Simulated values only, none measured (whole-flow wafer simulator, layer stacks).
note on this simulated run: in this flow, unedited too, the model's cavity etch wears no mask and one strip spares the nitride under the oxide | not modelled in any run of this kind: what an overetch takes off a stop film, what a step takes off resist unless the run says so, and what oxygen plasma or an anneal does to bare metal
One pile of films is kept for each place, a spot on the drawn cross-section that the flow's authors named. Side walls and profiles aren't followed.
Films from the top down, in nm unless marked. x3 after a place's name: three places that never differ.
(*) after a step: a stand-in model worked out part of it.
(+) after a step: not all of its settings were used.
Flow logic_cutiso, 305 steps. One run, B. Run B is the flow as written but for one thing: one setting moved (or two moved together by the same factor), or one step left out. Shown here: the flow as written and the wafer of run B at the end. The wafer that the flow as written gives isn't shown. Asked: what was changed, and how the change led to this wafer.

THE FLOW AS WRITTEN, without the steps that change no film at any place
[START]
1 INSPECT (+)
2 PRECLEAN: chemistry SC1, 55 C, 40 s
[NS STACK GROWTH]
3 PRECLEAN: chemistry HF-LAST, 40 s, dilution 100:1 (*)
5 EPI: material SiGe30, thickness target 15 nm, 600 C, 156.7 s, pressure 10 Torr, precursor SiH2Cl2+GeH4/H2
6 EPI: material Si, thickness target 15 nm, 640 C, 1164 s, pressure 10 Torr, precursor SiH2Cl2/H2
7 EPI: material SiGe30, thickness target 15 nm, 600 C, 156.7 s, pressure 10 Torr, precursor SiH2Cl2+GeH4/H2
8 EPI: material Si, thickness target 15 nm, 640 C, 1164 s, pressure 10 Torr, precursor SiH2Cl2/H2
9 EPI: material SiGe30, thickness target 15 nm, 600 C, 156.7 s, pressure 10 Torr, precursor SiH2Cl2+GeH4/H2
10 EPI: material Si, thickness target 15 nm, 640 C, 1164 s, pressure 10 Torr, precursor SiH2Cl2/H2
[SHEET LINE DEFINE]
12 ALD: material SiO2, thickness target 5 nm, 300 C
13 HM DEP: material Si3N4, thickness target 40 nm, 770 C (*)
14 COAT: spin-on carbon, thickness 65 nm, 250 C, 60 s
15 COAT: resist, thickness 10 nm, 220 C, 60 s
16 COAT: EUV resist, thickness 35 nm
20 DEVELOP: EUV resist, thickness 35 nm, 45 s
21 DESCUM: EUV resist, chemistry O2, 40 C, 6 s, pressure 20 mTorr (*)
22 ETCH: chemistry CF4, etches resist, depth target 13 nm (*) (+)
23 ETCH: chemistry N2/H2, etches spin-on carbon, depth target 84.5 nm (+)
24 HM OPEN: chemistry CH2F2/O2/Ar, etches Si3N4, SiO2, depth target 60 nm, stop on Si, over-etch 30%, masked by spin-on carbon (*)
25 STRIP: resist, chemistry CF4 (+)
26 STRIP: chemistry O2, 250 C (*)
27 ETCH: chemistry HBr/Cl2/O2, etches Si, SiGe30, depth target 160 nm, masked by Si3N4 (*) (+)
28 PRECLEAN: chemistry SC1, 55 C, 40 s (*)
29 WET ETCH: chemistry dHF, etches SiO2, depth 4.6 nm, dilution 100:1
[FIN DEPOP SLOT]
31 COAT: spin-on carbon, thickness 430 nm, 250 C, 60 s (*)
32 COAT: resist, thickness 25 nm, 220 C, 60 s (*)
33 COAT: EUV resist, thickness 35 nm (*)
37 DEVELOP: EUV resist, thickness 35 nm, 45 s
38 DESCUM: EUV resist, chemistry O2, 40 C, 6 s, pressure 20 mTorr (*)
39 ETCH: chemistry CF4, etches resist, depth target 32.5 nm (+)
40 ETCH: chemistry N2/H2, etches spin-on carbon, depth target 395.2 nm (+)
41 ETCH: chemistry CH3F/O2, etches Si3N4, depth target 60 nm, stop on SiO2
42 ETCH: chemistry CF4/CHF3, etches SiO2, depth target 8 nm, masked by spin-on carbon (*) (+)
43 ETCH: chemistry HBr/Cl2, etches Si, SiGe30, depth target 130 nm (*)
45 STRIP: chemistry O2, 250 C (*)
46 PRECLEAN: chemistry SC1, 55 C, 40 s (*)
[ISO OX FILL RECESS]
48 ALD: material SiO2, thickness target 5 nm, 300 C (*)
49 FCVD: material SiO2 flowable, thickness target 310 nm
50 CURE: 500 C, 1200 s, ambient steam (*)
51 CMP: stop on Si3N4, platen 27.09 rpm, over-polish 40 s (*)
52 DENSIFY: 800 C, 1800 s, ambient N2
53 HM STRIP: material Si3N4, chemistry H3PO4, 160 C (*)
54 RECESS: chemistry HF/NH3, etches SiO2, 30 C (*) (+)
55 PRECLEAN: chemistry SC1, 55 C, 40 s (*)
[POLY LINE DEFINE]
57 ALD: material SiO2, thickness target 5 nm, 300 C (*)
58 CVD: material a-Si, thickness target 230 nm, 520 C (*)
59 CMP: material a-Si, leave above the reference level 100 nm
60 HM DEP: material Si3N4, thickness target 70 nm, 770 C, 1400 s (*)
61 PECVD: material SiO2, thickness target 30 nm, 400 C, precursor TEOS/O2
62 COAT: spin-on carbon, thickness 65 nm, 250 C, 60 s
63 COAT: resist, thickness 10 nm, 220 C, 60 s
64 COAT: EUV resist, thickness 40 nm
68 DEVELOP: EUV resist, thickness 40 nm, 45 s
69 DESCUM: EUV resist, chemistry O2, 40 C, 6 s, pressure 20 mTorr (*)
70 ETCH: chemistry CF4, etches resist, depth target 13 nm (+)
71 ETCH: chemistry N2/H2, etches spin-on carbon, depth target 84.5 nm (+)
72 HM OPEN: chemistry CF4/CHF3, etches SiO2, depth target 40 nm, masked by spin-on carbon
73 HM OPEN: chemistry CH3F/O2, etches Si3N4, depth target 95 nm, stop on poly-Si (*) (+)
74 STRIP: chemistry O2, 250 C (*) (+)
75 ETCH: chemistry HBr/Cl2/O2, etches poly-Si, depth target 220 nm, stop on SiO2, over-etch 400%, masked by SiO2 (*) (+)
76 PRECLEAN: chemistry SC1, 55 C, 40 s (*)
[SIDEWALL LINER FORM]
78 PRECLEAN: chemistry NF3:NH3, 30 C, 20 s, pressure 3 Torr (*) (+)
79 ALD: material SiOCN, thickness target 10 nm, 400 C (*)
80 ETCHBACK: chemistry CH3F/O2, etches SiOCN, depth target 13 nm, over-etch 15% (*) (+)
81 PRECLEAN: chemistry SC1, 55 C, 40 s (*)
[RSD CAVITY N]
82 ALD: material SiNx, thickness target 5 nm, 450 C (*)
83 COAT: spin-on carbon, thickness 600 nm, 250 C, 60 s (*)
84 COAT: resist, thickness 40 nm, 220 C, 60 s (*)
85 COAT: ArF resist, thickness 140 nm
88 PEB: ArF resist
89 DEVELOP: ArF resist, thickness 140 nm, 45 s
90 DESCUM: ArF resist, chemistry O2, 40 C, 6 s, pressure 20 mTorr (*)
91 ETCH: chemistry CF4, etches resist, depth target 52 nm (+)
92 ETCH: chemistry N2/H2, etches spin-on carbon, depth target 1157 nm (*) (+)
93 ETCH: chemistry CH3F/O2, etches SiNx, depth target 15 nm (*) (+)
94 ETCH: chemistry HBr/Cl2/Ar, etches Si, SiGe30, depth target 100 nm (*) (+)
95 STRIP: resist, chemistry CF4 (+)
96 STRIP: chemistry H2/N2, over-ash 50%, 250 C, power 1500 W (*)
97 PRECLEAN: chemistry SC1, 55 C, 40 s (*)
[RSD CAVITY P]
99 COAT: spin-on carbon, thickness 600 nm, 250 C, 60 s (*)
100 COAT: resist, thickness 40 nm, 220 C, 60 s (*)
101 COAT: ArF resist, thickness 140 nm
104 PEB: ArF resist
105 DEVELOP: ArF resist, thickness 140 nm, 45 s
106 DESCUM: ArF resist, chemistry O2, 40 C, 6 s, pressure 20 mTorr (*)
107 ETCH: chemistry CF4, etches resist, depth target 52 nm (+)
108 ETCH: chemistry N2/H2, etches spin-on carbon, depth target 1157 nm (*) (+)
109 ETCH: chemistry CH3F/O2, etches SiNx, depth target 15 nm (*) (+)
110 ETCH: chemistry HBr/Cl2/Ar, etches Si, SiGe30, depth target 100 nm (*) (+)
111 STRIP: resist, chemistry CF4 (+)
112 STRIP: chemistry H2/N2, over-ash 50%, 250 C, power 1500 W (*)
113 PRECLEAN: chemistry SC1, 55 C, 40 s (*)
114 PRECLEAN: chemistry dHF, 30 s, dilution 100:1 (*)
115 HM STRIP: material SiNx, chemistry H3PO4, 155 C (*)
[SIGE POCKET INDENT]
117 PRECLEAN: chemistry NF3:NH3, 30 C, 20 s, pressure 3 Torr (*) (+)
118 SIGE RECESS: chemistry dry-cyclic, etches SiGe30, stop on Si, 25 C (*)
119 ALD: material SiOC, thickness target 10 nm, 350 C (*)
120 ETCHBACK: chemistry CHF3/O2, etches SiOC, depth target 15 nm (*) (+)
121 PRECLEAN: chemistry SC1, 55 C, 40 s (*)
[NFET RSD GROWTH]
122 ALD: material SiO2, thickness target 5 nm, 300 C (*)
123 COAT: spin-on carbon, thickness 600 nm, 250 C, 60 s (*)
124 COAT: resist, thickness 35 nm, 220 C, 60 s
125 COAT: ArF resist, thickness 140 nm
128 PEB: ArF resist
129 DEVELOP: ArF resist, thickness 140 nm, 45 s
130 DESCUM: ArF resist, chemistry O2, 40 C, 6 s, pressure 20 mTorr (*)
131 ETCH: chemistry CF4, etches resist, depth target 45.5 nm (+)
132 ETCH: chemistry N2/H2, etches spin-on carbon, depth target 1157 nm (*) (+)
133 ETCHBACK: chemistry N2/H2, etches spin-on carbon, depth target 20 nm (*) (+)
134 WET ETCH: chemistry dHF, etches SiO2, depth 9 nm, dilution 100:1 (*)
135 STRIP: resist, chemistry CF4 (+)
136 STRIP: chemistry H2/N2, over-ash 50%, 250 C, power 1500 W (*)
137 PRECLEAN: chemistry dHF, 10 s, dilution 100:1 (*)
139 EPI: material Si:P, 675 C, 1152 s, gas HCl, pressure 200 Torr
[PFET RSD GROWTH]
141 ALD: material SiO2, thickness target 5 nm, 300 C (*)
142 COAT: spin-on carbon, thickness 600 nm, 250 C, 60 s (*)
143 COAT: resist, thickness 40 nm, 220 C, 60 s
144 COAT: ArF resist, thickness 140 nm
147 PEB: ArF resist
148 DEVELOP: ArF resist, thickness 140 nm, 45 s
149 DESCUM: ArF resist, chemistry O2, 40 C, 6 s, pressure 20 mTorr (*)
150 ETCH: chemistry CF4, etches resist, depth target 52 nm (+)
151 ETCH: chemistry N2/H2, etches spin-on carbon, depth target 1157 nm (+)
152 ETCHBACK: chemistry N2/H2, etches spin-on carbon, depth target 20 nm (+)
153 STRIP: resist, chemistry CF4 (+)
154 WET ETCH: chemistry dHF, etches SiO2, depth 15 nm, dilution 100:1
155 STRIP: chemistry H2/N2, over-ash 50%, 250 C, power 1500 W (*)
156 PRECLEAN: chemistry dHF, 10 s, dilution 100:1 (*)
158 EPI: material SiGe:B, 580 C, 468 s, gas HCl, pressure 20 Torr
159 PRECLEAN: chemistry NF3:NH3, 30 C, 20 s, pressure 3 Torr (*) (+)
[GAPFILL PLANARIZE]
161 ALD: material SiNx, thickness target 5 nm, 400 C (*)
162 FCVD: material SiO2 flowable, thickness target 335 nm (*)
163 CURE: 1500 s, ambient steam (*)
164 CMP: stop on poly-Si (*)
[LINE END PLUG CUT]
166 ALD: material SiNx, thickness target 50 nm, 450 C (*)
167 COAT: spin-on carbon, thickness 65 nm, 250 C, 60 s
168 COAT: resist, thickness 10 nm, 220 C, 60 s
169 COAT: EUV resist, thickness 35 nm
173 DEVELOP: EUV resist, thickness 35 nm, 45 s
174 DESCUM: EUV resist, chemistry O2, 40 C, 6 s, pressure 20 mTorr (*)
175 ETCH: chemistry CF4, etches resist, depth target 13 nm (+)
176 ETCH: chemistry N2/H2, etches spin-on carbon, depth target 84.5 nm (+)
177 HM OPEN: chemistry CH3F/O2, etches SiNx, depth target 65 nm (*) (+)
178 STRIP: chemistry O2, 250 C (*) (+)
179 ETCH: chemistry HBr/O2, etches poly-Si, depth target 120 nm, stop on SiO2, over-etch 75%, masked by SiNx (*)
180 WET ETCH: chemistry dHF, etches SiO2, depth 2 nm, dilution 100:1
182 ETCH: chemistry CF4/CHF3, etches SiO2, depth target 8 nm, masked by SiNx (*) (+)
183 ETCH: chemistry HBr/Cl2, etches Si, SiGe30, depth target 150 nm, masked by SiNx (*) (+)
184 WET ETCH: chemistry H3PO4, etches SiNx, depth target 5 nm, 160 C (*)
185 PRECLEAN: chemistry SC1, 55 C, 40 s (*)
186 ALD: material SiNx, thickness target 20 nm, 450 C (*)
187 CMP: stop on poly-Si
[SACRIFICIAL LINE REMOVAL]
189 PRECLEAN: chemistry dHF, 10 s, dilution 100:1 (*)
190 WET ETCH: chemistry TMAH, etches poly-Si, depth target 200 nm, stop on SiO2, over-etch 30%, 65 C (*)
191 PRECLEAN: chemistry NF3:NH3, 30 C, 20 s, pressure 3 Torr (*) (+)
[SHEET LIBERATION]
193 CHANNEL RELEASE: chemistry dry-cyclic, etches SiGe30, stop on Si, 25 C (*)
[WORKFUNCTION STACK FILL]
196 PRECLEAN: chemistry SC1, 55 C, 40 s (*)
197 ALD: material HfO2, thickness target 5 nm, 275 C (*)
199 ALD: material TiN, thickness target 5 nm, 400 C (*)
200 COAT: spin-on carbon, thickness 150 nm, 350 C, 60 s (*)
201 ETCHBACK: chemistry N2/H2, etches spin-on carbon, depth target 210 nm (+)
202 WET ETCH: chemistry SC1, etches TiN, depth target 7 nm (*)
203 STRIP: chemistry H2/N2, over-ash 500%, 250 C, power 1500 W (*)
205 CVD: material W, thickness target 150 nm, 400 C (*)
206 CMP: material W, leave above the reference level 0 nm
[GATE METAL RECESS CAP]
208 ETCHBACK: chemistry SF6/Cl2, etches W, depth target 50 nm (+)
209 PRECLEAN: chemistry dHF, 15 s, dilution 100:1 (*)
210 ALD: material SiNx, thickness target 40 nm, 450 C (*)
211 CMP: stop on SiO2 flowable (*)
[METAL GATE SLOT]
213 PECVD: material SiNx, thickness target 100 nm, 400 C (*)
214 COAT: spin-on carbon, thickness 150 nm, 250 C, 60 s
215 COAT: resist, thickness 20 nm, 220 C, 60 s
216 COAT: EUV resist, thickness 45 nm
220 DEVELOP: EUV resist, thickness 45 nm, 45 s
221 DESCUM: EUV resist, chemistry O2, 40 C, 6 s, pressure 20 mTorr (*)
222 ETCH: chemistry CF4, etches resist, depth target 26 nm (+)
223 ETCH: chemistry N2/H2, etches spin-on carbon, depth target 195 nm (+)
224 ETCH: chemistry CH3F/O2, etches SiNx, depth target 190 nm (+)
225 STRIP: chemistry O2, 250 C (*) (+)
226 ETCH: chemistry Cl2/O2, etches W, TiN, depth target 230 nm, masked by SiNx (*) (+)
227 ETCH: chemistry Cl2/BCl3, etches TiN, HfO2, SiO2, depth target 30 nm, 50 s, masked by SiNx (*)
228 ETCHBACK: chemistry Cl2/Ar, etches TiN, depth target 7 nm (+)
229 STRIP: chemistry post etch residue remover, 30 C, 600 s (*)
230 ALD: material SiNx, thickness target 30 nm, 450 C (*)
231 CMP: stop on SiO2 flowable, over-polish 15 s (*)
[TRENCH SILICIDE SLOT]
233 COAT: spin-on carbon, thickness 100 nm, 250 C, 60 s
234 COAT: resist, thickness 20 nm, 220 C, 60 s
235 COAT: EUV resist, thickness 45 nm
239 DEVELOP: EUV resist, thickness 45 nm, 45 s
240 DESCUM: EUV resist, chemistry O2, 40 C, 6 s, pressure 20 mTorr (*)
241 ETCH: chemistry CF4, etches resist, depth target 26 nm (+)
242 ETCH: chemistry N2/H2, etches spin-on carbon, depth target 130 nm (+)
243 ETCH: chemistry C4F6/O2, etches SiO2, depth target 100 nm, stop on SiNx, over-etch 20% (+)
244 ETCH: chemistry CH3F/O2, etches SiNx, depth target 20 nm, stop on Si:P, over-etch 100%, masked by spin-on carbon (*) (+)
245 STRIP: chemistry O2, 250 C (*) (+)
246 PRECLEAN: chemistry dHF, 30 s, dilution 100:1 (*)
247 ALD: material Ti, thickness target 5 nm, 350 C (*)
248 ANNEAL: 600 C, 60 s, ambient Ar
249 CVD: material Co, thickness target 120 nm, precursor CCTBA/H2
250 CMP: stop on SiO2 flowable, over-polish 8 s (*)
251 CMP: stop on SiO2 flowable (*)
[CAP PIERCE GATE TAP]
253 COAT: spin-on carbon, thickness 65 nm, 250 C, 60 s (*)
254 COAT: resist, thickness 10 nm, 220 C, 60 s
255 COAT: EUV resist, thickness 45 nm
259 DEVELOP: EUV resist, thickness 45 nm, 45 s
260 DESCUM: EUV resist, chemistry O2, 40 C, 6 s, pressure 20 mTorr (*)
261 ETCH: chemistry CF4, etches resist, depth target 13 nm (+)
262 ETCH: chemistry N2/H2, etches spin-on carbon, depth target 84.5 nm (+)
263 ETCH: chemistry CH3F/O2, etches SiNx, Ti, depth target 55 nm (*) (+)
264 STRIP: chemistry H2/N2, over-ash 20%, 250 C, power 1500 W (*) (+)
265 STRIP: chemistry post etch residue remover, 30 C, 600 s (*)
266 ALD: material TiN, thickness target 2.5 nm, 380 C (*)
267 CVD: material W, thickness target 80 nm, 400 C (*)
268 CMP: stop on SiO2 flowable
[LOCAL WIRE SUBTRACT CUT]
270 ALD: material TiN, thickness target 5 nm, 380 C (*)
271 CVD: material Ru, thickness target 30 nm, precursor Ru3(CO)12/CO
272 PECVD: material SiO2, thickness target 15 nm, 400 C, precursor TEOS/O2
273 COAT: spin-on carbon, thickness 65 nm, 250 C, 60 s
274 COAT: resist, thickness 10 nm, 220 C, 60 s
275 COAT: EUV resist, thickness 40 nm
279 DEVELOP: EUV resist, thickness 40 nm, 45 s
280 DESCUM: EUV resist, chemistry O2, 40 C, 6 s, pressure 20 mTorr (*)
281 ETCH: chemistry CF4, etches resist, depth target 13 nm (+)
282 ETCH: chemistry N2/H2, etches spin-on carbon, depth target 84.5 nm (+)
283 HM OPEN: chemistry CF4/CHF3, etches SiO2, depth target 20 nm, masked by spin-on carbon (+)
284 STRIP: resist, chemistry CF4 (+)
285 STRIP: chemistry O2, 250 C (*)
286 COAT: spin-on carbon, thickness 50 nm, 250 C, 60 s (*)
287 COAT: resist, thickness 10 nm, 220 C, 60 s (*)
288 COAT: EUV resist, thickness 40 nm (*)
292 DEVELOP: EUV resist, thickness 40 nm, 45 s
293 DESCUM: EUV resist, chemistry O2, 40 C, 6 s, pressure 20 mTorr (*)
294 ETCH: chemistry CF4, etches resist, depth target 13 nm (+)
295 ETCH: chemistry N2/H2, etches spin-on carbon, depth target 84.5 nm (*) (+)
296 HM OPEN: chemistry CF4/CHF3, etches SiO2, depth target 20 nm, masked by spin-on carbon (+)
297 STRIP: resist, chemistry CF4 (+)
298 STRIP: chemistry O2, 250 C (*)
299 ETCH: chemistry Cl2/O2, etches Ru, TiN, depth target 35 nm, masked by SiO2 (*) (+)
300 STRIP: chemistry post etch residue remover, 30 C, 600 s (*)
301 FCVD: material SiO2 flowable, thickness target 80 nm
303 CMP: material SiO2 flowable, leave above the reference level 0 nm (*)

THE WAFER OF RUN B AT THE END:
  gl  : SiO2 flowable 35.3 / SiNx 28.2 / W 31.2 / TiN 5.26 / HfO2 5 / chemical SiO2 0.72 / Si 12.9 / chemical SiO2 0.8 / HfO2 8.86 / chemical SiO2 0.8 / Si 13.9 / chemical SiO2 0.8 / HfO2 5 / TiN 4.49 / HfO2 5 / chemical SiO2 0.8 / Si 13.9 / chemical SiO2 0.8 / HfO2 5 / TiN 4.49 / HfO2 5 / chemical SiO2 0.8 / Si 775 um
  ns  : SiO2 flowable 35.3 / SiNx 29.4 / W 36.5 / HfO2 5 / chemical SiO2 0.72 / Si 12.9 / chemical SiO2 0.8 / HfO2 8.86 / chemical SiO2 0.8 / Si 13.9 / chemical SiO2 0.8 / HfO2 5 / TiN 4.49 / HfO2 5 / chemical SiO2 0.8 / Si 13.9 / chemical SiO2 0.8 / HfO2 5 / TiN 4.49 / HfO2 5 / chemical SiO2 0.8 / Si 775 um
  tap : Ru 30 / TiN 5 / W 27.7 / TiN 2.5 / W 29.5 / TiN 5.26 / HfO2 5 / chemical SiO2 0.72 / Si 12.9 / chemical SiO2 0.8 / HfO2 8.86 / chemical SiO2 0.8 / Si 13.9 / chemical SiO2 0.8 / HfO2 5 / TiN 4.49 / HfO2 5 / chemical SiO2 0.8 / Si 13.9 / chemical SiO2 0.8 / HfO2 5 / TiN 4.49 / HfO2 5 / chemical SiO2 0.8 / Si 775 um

The cause: step 9, EPI: 97.9 s was run, where the flow has 156.7 s.

How the change led to this, step by step:
  9 EPI: material SiGe30, thickness target 15 nm, 600 C, 156.7 s, pressure 10 Torr, precursor SiH2Cl2+GeH4/H2
      depop, dpovl, gfld and 19 more: SiGe30 +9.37 (new film) (as written it would be: SiGe30 +15 (new film))
  27 ETCH: chemistry HBr/Cl2/O2, etches Si, SiGe30, depth target 160 nm, masked by Si3N4 (*) (+)
      gfld, gxf, iso, lnri: chemical SiO2 -0.79 (all of it), Si -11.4 (all of it), SiGe30 -9.37 (all of it), Si -15 (all of it), SiGe30 -15 (all of it), Si -15 (all of it), SiGe30 -15 (all of it), Si -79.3 (as written it would be: chemical SiO2 -0.79 (all of it), Si -11.4 (all of it), SiGe30 -15 (all of it), Si -15 (all of it), SiGe30 -15 (all of it), Si -15 (all of it), SiGe30 -15 (all of it), Si -73.6)
      dpovl, nsgap: chemical SiO2 -0.79 (all of it), Si -11.8 (all of it), SiGe30 -9.37 (all of it), Si -15 (all of it), SiGe30 -15 (all of it), Si -15 (all of it), SiGe30 -15 (all of it), Si -78.9 (as written it would be: chemical SiO2 -0.79 (all of it), Si -11.8 (all of it), SiGe30 -15 (all of it), Si -15 (all of it), SiGe30 -15 (all of it), Si -15 (all of it), SiGe30 -15 (all of it), Si -73.2)
      (and at 1 more place)
  43 ETCH: chemistry HBr/Cl2, etches Si, SiGe30, depth target 130 nm (*)
      depop: Si -14 (all of it), SiGe30 -9.37 (all of it), Si -15 (all of it), SiGe30 -15 (all of it), Si -15 (all of it), SiGe30 -15 (all of it), Si -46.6 (as written it would be: Si -14 (all of it), SiGe30 -15 (all of it), Si -15 (all of it), SiGe30 -15 (all of it), Si -15 (all of it), SiGe30 -15 (all of it), Si -41)
  94 ETCH: chemistry HBr/Cl2/Ar, etches Si, SiGe30, depth target 100 nm (*) (+)
      rsdn, rsdx: chemical SiO2 -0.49 (all of it), Si -12.8 (all of it), SiGe30 -9.37 (all of it), Si -15 (all of it), SiGe30 -15 (all of it), Si -15 (all of it), SiGe30 -15 (all of it), Si -17.8 (as written it would be: chemical SiO2 -0.49 (all of it), Si -12.8 (all of it), SiGe30 -15 (all of it), Si -15 (all of it), SiGe30 -15 (all of it), Si -15 (all of it), SiGe30 -15 (all of it), Si -12.2)
  110 ETCH: chemistry HBr/Cl2/Ar, etches Si, SiGe30, depth target 100 nm (*) (+)
      rsdp, rsdw: chemical SiO2 -0.49 (all of it), Si -12.8 (all of it), SiGe30 -9.37 (all of it), Si -15 (all of it), SiGe30 -15 (all of it), Si -15 (all of it), SiGe30 -15 (all of it), Si -17.8 (as written it would be: chemical SiO2 -0.49 (all of it), Si -12.8 (all of it), SiGe30 -15 (all of it), Si -15 (all of it), SiGe30 -15 (all of it), Si -15 (all of it), SiGe30 -15 (all of it), Si -12.2)
  118 SIGE RECESS: chemistry dry-cyclic, etches SiGe30, stop on Si, 25 C (*)
      lnr, lnrp, lnrt: SiOCN -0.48, Si -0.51, cavity +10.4 (new film), SiGe30 -9.37 (all of it), Si -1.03, cavity +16 (new film), SiGe30 -15 (all of it), Si -1.03, cavity +16 (new film), SiGe30 -15 (all of it), Si -0.51 (as written it would be: SiOCN -0.48, Si -0.51, cavity +16 (new film), SiGe30 -15 (all of it), Si -1.03, cavity +16 (new film), SiGe30 -15 (all of it), Si -1.03, cavity +16 (new film), SiGe30 -15 (all of it), Si -0.51)
  119 ALD: material SiOC, thickness target 10 nm, 350 C (*)
      lnr, lnrp, lnrt: SiOC +10 (new film), SiOC +10.4 (new film), cavity -10.4 (all of it), SiOC +16 (new film), cavity -16 (all of it), SiOC +16 (new film), cavity -16 (all of it) (as written it would be: SiOC +10 (new film), SiOC +16 (new film), cavity -16 (all of it), SiOC +16 (new film), cavity -16 (all of it), SiOC +16 (new film), cavity -16 (all of it))
  183 ETCH: chemistry HBr/Cl2, etches Si, SiGe30, depth target 150 nm, masked by SiNx (*) (+)
      plug: Si -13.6 (all of it), SiGe30 -9.37 (all of it), Si -15 (all of it), SiGe30 -15 (all of it), Si -15 (all of it), SiGe30 -15 (all of it), Si -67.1 (as written it would be: Si -13.6 (all of it), SiGe30 -15 (all of it), Si -15 (all of it), SiGe30 -15 (all of it), Si -15 (all of it), SiGe30 -15 (all of it), Si -61.4)
  193 CHANNEL RELEASE: chemistry dry-cyclic, etches SiGe30, stop on Si, 25 C (*)
      gl, glp, gxn, gxp, ns, tap: chemical SiO2 +0.8 (new film), Si -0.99, chemical SiO2 +0.8 (new film), cavity +8.86 (new film), chemical SiO2 +0.8 (new film), SiGe30 -9.37 (all of it), Si -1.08, chemical SiO2 +0.8 (new film), cavity +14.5 (new film), chemical SiO2 +0.8 (new film), SiGe30 -15 (all of it), Si -1.08, chemical SiO2 +0.8 (new film), cavity +14.5 (new film), chemical SiO2 +0.8 (new film), SiGe30 -15 (all of it), Si -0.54 (as written it would be: chemical SiO2 +0.8 (new film), Si -0.99, chemical SiO2 +0.8 (new film), cavity +14.5 (new film), chemical SiO2 +0.8 (new film), SiGe30 -15 (all of it), Si -1.08, chemical SiO2 +0.8 (new film), cavity +14.5 (new film), chemical SiO2 +0.8 (new film), SiGe30 -15 (all of it), Si -1.08, chemical SiO2 +0.8 (new film), cavity +14.5 (new film), chemical SiO2 +0.8 (new film), SiGe30 -15 (all of it), Si -0.54)
  197 ALD: material HfO2, thickness target 5 nm, 275 C (*)
      gl, glp, gxn, gxp, ns, tap: HfO2 +5 (new film), HfO2 +8.86 (new film), cavity -8.86 (all of it), HfO2 +5 (new film), cavity -10, HfO2 +5 (new film), HfO2 +5 (new film), cavity -10, HfO2 +5 (new film) (as written it would be: HfO2 +5 (new film), HfO2 +5 (new film), cavity -10, HfO2 +5 (new film), HfO2 +5 (new film), cavity -10, HfO2 +5 (new film), HfO2 +5 (new film), cavity -10, HfO2 +5 (new film))
  199 ALD: material TiN, thickness target 5 nm, 400 C (*)
      gl, glp, tap: TiN +5.26 (new film), TiN +4.49 (new film), cavity -4.49 (all of it), TiN +4.49 (new film), cavity -4.49 (all of it) (as written it would be: TiN +5.26 (new film), TiN +4.49 (new film), cavity -4.49 (all of it), TiN +4.49 (new film), cavity -4.49 (all of it), TiN +4.49 (new film), cavity -4.49 (all of it))
      gxn, gxp, ns: TiN +5 (new film), TiN +4.49 (new film), cavity -4.49 (all of it), TiN +4.49 (new film), cavity -4.49 (all of it) (as written it would be: TiN +5 (new film), TiN +4.49 (new film), cavity -4.49 (all of it), TiN +4.49 (new film), cavity -4.49 (all of it), TiN +4.49 (new film), cavity -4.49 (all of it))
Counting metal films that touch as one body, gl has 3 bodies (between them, from the top down: HfO2 5 / chemical SiO2 0.72 / Si 12.9 / chemical SiO2 0.8 / HfO2 8.86 / chemical SiO2 0.8 / Si 13.9 / chemical SiO2 0.8 / HfO2 5; HfO2 5 / chemical SiO2 0.8 / Si 13.9 / chemical SiO2 0.8 / HfO2 5); the flow as written gives 4 bodies (between them, from the top down: HfO2 5 / chemical SiO2 0.72 / Si 12.9 / chemical SiO2 0.8 / HfO2 5; HfO2 5 / chemical SiO2 0.8 / Si 13.9 / chemical SiO2 0.8 / HfO2 5; HfO2 5 / chemical SiO2 0.8 / Si 13.9 / chemical SiO2 0.8 / HfO2 5).
Counting metal films that touch as one body, ns has 3 bodies (between them, from the top down: HfO2 5 / chemical SiO2 0.72 / Si 12.9 / chemical SiO2 0.8 / HfO2 8.86 / chemical SiO2 0.8 / Si 13.9 / chemical SiO2 0.8 / HfO2 5; HfO2 5 / chemical SiO2 0.8 / Si 13.9 / chemical SiO2 0.8 / HfO2 5); the flow as written gives 4 bodies (between them, from the top down: HfO2 5 / chemical SiO2 0.72 / Si 12.9 / chemical SiO2 0.8 / HfO2 5; HfO2 5 / chemical SiO2 0.8 / Si 13.9 / chemical SiO2 0.8 / HfO2 5; HfO2 5 / chemical SiO2 0.8 / Si 13.9 / chemical SiO2 0.8 / HfO2 5).
Counting metal films that touch as one body, tap has 3 bodies (between them, from the top down: HfO2 5 / chemical SiO2 0.72 / Si 12.9 / chemical SiO2 0.8 / HfO2 8.86 / chemical SiO2 0.8 / Si 13.9 / chemical SiO2 0.8 / HfO2 5; HfO2 5 / chemical SiO2 0.8 / Si 13.9 / chemical SiO2 0.8 / HfO2 5); the flow as written gives 4 bodies (between them, from the top down: HfO2 5 / chemical SiO2 0.72 / Si 12.9 / chemical SiO2 0.8 / HfO2 5; HfO2 5 / chemical SiO2 0.8 / Si 13.9 / chemical SiO2 0.8 / HfO2 5; HfO2 5 / chemical SiO2 0.8 / Si 13.9 / chemical SiO2 0.8 / HfO2 5).
